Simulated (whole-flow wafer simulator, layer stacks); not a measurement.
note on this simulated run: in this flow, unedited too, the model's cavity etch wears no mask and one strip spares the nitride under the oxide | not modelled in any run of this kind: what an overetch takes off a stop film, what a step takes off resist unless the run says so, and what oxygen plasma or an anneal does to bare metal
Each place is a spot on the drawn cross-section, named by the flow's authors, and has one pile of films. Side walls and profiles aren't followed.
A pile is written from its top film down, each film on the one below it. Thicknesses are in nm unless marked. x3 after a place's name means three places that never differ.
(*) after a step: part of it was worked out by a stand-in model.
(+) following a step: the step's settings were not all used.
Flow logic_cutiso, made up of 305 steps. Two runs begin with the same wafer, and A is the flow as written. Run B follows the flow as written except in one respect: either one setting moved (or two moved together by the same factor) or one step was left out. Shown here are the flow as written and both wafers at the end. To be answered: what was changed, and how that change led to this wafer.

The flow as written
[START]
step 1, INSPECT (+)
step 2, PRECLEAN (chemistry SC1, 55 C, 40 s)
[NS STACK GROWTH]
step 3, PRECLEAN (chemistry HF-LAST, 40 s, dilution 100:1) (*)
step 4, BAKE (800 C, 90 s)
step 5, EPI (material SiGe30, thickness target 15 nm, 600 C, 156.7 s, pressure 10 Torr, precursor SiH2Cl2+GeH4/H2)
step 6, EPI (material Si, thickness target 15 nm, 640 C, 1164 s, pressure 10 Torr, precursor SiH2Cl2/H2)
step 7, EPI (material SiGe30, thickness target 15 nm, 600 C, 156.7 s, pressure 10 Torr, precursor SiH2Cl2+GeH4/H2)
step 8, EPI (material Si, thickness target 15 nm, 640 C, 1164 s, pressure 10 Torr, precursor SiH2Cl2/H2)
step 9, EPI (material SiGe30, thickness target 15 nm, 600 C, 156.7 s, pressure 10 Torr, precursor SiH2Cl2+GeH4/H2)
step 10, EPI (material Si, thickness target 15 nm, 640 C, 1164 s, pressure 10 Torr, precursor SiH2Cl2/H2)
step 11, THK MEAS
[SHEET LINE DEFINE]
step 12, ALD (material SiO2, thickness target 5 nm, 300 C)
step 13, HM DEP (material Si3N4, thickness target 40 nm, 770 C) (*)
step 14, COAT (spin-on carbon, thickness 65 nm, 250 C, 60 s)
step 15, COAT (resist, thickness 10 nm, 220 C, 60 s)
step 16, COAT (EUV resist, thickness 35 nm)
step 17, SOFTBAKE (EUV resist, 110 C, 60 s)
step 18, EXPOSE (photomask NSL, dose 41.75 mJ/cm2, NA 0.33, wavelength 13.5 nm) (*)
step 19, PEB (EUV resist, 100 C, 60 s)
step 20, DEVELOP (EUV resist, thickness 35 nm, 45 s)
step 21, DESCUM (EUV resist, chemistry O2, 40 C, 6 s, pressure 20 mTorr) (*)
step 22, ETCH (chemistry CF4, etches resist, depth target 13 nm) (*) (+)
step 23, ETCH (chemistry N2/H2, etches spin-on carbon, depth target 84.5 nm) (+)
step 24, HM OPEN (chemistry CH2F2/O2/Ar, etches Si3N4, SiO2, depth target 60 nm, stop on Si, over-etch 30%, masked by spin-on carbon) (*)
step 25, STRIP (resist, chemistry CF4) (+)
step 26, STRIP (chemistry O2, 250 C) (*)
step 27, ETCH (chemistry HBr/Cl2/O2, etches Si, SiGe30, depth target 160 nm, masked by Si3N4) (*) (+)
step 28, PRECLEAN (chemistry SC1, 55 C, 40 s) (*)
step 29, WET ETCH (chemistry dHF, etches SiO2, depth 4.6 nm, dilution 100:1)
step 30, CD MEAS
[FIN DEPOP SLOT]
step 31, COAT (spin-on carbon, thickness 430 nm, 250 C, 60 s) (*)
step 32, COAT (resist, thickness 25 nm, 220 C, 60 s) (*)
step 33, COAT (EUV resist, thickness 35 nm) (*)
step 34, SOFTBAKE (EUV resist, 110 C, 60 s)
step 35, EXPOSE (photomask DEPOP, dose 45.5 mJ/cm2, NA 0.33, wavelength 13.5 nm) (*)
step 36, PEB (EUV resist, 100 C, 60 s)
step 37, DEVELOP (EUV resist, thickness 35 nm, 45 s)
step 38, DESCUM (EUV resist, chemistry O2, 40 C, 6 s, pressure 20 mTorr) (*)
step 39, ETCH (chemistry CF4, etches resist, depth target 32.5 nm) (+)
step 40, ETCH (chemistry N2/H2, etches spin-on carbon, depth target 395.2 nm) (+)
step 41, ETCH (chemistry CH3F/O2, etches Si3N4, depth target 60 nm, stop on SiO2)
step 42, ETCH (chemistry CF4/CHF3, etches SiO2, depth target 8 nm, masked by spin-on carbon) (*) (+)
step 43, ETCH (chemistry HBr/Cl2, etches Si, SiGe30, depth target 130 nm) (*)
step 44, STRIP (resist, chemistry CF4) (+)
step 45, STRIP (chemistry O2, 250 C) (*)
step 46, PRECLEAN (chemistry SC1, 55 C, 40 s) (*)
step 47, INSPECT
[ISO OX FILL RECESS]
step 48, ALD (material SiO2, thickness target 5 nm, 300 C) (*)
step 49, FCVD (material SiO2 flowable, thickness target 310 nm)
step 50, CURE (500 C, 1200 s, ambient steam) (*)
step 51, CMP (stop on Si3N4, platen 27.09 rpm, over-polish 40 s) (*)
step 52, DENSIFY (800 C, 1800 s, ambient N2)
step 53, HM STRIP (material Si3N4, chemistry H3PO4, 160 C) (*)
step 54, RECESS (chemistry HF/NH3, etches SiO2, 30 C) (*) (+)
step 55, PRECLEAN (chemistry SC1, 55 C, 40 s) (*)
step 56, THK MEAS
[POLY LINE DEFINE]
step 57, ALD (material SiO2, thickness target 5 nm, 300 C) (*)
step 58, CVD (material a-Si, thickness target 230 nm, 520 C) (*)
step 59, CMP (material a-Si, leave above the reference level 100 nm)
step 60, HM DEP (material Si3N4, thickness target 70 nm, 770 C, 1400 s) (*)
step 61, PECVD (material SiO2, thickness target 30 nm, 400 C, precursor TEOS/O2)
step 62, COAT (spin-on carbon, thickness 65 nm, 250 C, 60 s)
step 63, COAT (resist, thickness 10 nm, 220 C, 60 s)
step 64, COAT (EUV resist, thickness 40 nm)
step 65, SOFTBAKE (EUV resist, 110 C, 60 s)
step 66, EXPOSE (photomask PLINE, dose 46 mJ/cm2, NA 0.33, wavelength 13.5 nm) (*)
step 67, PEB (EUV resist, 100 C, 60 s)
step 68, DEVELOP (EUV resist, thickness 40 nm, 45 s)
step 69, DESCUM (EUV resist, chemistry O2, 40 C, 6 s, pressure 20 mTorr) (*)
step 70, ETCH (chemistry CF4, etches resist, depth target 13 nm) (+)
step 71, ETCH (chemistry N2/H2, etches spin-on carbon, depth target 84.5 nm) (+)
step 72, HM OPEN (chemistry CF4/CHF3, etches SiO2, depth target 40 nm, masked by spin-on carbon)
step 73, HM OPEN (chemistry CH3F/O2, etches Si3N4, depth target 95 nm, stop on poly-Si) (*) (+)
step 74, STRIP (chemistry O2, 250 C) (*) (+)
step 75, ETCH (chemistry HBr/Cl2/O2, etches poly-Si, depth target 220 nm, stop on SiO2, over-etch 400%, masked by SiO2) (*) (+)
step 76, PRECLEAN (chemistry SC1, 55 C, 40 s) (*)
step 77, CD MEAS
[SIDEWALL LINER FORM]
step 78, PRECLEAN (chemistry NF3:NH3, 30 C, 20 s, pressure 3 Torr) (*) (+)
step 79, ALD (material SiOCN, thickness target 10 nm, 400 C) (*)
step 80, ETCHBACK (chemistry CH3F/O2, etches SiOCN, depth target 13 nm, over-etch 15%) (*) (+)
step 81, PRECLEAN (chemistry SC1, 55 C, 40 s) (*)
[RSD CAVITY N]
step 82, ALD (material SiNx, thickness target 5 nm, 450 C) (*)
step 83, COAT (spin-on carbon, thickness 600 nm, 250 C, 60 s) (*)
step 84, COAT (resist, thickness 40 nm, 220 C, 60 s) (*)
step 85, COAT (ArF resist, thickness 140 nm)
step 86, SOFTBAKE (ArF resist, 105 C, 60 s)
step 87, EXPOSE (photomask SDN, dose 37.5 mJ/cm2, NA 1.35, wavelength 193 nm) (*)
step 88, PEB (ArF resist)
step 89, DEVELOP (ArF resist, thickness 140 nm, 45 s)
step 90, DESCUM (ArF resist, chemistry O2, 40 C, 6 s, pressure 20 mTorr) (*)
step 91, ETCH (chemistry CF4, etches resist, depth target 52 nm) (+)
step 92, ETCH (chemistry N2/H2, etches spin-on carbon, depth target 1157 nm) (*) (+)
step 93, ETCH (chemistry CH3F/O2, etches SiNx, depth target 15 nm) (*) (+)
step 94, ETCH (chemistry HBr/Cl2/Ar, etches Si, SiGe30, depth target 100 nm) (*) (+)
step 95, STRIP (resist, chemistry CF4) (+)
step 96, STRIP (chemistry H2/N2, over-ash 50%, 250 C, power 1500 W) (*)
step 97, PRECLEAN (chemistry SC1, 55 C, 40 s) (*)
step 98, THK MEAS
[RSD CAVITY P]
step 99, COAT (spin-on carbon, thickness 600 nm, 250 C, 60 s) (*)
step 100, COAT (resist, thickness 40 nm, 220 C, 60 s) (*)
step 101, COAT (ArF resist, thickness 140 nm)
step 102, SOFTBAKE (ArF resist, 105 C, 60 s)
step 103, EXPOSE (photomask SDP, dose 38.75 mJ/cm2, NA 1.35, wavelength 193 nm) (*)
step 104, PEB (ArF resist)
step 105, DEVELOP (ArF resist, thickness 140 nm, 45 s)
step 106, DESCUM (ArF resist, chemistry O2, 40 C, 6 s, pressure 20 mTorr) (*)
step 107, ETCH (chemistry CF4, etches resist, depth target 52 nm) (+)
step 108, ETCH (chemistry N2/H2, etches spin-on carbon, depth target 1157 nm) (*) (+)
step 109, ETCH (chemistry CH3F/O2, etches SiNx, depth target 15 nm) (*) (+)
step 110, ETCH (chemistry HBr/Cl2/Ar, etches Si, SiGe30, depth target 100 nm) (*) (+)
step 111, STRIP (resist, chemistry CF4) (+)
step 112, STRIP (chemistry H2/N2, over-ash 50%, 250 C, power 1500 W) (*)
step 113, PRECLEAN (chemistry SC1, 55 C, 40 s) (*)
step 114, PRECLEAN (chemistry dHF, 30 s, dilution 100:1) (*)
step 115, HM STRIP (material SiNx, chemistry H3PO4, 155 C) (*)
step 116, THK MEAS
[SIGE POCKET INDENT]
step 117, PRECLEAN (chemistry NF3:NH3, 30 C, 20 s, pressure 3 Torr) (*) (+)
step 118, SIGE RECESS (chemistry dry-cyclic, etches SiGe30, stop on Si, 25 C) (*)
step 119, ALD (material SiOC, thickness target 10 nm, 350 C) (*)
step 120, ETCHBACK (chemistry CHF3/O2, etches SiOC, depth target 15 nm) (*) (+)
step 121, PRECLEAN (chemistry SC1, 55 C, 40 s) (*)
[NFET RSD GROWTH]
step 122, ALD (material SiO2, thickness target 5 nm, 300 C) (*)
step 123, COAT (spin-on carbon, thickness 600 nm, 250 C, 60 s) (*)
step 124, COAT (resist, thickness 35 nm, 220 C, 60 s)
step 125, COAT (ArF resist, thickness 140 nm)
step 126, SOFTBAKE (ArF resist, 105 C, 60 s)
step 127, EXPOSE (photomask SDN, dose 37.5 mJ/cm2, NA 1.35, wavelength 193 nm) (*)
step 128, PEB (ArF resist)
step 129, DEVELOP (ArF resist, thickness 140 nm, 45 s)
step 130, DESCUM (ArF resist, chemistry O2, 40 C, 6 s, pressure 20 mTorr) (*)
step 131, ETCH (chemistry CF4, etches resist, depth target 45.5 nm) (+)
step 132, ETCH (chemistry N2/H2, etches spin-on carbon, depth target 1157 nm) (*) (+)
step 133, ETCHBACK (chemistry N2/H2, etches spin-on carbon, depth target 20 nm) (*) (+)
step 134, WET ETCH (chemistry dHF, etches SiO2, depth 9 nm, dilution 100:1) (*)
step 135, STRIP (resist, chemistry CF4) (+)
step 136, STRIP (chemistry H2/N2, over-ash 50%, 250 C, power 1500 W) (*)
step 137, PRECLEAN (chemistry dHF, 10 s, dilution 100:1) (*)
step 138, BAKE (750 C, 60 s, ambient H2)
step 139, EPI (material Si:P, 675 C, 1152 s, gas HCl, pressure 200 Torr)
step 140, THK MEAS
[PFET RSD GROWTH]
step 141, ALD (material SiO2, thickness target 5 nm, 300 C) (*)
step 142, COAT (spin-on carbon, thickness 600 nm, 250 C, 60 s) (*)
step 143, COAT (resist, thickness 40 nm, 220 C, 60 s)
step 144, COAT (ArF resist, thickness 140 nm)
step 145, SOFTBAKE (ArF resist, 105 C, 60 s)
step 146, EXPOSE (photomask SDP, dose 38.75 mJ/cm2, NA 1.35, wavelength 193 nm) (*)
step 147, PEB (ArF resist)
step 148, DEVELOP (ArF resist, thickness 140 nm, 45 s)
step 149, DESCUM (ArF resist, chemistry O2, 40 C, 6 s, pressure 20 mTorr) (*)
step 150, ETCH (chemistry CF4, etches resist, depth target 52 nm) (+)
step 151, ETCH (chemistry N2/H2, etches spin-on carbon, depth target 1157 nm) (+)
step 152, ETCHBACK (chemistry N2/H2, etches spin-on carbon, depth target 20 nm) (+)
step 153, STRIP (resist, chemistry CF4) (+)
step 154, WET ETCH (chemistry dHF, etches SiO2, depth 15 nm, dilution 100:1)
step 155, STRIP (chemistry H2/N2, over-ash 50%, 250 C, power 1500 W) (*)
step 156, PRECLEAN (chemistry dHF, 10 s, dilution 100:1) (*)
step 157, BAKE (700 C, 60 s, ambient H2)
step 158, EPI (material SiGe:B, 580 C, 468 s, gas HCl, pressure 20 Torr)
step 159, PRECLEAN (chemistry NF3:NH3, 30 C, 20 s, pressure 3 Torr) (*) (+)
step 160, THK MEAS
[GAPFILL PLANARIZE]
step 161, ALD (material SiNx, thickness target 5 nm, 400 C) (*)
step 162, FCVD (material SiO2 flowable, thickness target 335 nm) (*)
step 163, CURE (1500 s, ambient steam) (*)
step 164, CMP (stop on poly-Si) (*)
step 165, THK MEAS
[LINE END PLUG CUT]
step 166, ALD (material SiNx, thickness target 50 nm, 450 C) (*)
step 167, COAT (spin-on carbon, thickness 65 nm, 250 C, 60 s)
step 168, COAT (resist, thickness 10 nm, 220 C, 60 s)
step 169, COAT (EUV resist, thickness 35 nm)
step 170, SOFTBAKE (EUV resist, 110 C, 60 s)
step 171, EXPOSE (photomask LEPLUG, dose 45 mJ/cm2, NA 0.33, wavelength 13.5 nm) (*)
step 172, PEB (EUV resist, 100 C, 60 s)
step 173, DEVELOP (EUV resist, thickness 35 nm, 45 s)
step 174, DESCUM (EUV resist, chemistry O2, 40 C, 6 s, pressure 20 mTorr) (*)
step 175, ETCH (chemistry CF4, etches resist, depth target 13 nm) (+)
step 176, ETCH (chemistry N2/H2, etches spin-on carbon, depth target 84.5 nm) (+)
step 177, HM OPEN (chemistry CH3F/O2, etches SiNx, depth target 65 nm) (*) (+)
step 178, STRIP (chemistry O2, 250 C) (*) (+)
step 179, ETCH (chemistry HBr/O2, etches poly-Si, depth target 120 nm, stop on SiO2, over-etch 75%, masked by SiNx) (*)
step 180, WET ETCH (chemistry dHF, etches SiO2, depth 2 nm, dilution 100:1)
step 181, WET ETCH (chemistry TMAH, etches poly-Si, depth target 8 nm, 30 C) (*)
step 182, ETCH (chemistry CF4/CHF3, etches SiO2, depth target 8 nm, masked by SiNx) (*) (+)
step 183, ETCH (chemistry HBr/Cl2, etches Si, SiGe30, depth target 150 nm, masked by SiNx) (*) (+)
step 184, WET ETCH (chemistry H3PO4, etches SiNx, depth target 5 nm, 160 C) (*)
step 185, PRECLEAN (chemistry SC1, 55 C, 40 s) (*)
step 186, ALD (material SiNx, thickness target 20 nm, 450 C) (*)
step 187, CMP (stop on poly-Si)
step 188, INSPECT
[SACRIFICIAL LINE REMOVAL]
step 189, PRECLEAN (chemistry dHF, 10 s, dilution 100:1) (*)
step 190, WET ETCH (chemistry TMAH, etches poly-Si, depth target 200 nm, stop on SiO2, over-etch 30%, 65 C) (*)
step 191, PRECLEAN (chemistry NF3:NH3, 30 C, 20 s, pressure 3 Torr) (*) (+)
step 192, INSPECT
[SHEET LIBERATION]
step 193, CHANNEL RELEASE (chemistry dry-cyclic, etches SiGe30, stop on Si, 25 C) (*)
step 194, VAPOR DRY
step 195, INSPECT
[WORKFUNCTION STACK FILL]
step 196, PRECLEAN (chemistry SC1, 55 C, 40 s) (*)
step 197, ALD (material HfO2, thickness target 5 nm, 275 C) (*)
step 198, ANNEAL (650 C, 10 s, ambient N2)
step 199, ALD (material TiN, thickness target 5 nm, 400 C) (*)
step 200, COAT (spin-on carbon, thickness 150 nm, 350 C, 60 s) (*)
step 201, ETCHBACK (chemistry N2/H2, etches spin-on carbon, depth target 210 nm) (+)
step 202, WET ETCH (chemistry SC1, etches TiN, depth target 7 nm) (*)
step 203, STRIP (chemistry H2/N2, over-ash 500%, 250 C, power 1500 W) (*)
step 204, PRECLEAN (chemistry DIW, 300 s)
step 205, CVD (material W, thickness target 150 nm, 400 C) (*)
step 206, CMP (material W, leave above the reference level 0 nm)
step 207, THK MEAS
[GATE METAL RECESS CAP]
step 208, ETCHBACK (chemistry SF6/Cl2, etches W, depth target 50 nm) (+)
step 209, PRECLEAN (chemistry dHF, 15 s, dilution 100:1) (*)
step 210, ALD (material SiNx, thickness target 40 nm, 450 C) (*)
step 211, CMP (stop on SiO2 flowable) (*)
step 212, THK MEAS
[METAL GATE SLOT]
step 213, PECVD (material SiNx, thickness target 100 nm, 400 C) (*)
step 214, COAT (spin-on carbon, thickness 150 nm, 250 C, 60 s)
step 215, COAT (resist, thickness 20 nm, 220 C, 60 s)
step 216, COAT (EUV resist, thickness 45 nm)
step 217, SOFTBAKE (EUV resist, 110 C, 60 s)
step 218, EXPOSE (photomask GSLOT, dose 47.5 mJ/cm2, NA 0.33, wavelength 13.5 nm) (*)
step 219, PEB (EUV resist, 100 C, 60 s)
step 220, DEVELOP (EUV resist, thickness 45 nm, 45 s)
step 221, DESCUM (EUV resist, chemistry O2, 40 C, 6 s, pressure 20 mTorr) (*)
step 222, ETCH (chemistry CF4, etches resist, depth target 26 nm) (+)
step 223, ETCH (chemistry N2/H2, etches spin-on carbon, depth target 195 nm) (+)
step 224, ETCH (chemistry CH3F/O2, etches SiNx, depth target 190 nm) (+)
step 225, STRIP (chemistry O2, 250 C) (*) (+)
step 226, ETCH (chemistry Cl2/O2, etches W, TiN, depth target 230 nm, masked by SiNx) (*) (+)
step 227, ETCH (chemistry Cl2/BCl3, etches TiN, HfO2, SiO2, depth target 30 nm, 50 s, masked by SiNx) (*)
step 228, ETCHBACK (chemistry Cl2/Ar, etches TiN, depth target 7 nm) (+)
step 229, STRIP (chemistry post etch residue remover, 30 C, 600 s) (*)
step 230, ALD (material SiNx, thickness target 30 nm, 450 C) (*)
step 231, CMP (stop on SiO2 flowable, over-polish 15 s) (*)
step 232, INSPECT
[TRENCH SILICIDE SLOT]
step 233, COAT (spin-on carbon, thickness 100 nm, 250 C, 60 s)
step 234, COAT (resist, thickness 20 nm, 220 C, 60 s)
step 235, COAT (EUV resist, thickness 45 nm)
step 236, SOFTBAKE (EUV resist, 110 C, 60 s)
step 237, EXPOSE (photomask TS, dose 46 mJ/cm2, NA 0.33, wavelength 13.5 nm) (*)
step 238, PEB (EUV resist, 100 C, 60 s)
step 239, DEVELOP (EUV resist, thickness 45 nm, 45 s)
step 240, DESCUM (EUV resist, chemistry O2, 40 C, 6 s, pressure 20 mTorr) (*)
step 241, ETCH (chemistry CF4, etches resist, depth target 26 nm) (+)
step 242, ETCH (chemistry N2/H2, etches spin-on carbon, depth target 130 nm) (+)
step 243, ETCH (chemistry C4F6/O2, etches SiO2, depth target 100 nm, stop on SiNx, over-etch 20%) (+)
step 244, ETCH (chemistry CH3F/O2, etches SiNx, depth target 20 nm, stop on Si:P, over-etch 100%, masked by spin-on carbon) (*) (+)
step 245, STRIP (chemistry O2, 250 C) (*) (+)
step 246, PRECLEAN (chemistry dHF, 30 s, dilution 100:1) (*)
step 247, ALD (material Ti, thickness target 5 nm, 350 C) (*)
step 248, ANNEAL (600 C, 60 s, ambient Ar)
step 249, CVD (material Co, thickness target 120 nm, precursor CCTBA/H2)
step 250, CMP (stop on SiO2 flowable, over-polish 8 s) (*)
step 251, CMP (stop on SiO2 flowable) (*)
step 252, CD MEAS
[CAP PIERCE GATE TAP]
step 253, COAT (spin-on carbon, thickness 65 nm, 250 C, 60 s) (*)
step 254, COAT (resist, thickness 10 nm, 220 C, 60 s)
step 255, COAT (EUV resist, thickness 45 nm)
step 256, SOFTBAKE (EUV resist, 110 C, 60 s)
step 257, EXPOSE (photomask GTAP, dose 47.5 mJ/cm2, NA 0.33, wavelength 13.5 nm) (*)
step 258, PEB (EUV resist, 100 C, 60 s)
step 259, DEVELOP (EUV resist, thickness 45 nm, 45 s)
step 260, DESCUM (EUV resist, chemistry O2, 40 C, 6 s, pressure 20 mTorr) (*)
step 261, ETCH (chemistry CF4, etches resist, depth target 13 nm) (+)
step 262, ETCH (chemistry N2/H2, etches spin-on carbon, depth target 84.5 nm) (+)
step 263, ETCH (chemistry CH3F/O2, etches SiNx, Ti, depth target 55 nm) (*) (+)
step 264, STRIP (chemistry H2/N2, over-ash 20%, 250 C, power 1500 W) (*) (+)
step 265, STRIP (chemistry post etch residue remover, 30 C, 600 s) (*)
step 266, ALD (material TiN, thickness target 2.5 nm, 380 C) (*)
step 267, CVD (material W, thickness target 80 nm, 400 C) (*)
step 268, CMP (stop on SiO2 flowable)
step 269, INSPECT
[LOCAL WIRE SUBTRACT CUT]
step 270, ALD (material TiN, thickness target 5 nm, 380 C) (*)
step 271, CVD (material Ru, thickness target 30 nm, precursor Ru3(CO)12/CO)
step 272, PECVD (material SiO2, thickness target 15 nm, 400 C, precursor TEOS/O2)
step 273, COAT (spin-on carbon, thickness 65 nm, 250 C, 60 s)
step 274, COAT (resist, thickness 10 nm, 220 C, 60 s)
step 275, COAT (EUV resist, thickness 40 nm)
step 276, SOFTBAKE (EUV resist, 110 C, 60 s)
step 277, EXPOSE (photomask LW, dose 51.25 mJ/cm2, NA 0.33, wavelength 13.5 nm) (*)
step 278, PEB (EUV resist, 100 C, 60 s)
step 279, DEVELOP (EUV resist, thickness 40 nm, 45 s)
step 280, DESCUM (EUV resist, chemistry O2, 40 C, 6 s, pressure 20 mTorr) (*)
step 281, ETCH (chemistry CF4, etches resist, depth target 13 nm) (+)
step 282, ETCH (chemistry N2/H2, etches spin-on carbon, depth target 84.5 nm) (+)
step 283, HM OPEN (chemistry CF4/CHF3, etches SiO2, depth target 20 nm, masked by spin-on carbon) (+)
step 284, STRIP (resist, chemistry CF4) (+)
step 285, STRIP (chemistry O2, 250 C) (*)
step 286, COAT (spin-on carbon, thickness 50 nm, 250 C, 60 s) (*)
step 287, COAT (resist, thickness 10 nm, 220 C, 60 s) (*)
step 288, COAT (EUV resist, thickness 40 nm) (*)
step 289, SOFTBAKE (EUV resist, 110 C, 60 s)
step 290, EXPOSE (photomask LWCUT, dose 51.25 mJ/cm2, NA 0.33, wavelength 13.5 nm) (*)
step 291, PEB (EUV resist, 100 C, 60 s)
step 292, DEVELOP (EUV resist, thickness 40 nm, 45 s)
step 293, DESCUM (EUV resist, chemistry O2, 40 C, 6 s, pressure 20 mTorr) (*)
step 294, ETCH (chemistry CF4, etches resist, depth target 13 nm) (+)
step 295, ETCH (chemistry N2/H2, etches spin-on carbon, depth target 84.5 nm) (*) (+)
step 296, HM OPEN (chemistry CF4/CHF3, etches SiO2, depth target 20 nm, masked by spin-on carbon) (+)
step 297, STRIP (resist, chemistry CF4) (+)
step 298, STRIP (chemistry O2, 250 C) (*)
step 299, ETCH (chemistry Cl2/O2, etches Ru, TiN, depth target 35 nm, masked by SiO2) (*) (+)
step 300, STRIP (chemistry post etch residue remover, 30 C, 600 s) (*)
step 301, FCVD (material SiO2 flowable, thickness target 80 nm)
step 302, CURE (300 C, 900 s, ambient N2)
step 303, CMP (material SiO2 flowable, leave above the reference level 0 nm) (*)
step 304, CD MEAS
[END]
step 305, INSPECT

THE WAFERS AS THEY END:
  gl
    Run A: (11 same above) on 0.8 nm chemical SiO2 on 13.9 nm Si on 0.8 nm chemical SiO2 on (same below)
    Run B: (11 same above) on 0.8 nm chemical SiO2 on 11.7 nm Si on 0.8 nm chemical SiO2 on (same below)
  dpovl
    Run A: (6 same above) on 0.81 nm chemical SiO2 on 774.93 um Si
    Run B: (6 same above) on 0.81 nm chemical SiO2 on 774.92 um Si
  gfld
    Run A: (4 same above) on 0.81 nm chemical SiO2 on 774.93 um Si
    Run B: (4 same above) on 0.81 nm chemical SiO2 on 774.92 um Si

Cause: step 8, EPI: thickness target 12.8 nm was run, while the flow as written has thickness target 15 nm; step 8, EPI: 989.7 s was run, where the flow has 1164 s.

How this came from the change, step by step:
  step 8, EPI (material Si, thickness target 15 nm, 640 C, 1164 s, pressure 10 Torr, precursor SiH2Cl2/H2)
      depop, dpovl, gfld and 19 more: A +15 Si (new film) | B +12.8 Si (new film)
  step 27, ETCH (chemistry HBr/Cl2/O2, etches Si, SiGe30, depth target 160 nm, masked by Si3N4) (*) (+)
      gfld, gxf, iso, lnri: A -0.79 chemical SiO2 (all of it), -11.4 Si (all of it), -15 SiGe30 (all of it), -15 Si (all of it), -15 SiGe30 (all of it), -15 Si (all of it), -15 SiGe30 (all of it), -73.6 Si | B -0.79 chemical SiO2 (all of it), -11.4 Si (all of it), -15 SiGe30 (all of it), -12.8 Si (all of it), -15 SiGe30 (all of it), -15 Si (all of it), -15 SiGe30 (all of it), -75.9 Si
      dpovl, nsgap: A -0.79 chemical SiO2 (all of it), -11.8 Si (all of it), -15 SiGe30 (all of it), -15 Si (all of it), -15 SiGe30 (all of it), -15 Si (all of it), -15 SiGe30 (all of it), -73.2 Si | B -0.79 chemical SiO2 (all of it), -11.8 Si (all of it), -15 SiGe30 (all of it), -12.8 Si (all of it), -15 SiGe30 (all of it), -15 Si (all of it), -15 SiGe30 (all of it), -75.5 Si
      (as well as at 1 more place)
  step 43, ETCH (chemistry HBr/Cl2, etches Si, SiGe30, depth target 130 nm) (*)
      depop: A -14 Si (all of it), -15 SiGe30 (all of it), -15 Si (all of it), -15 SiGe30 (all of it), -15 Si (all of it), -15 SiGe30 (all of it), -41 Si | B -14 Si (all of it), -15 SiGe30 (all of it), -12.8 Si (all of it), -15 SiGe30 (all of it), -15 Si (all of it), -15 SiGe30 (all of it), -43.2 Si
  step 94, ETCH (chemistry HBr/Cl2/Ar, etches Si, SiGe30, depth target 100 nm) (*) (+)
      rsdn, rsdx: A -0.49 chemical SiO2 (all of it), -12.8 Si (all of it), -15 SiGe30 (all of it), -15 Si (all of it), -15 SiGe30 (all of it), -15 Si (all of it), -15 SiGe30 (all of it), -12.2 Si | B -0.49 chemical SiO2 (all of it), -12.8 Si (all of it), -15 SiGe30 (all of it), -12.8 Si (all of it), -15 SiGe30 (all of it), -15 Si (all of it), -15 SiGe30 (all of it), -14.4 Si
  step 110, ETCH (chemistry HBr/Cl2/Ar, etches Si, SiGe30, depth target 100 nm) (*) (+)
      rsdp, rsdw: A -0.49 chemical SiO2 (all of it), -12.8 Si (all of it), -15 SiGe30 (all of it), -15 Si (all of it), -15 SiGe30 (all of it), -15 Si (all of it), -15 SiGe30 (all of it), -12.2 Si | B -0.49 chemical SiO2 (all of it), -12.8 Si (all of it), -15 SiGe30 (all of it), -12.8 Si (all of it), -15 SiGe30 (all of it), -15 Si (all of it), -15 SiGe30 (all of it), -14.4 Si
  step 183, ETCH (chemistry HBr/Cl2, etches Si, SiGe30, depth target 150 nm, masked by SiNx) (*) (+)
      plug: A -13.6 Si (all of it), -15 SiGe30 (all of it), -15 Si (all of it), -15 SiGe30 (all of it), -15 Si (all of it), -15 SiGe30 (all of it), -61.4 Si | B -13.6 Si (all of it), -15 SiGe30 (all of it), -12.8 Si (all of it), -15 SiGe30 (all of it), -15 Si (all of it), -15 SiGe30 (all of it), -63.7 Si
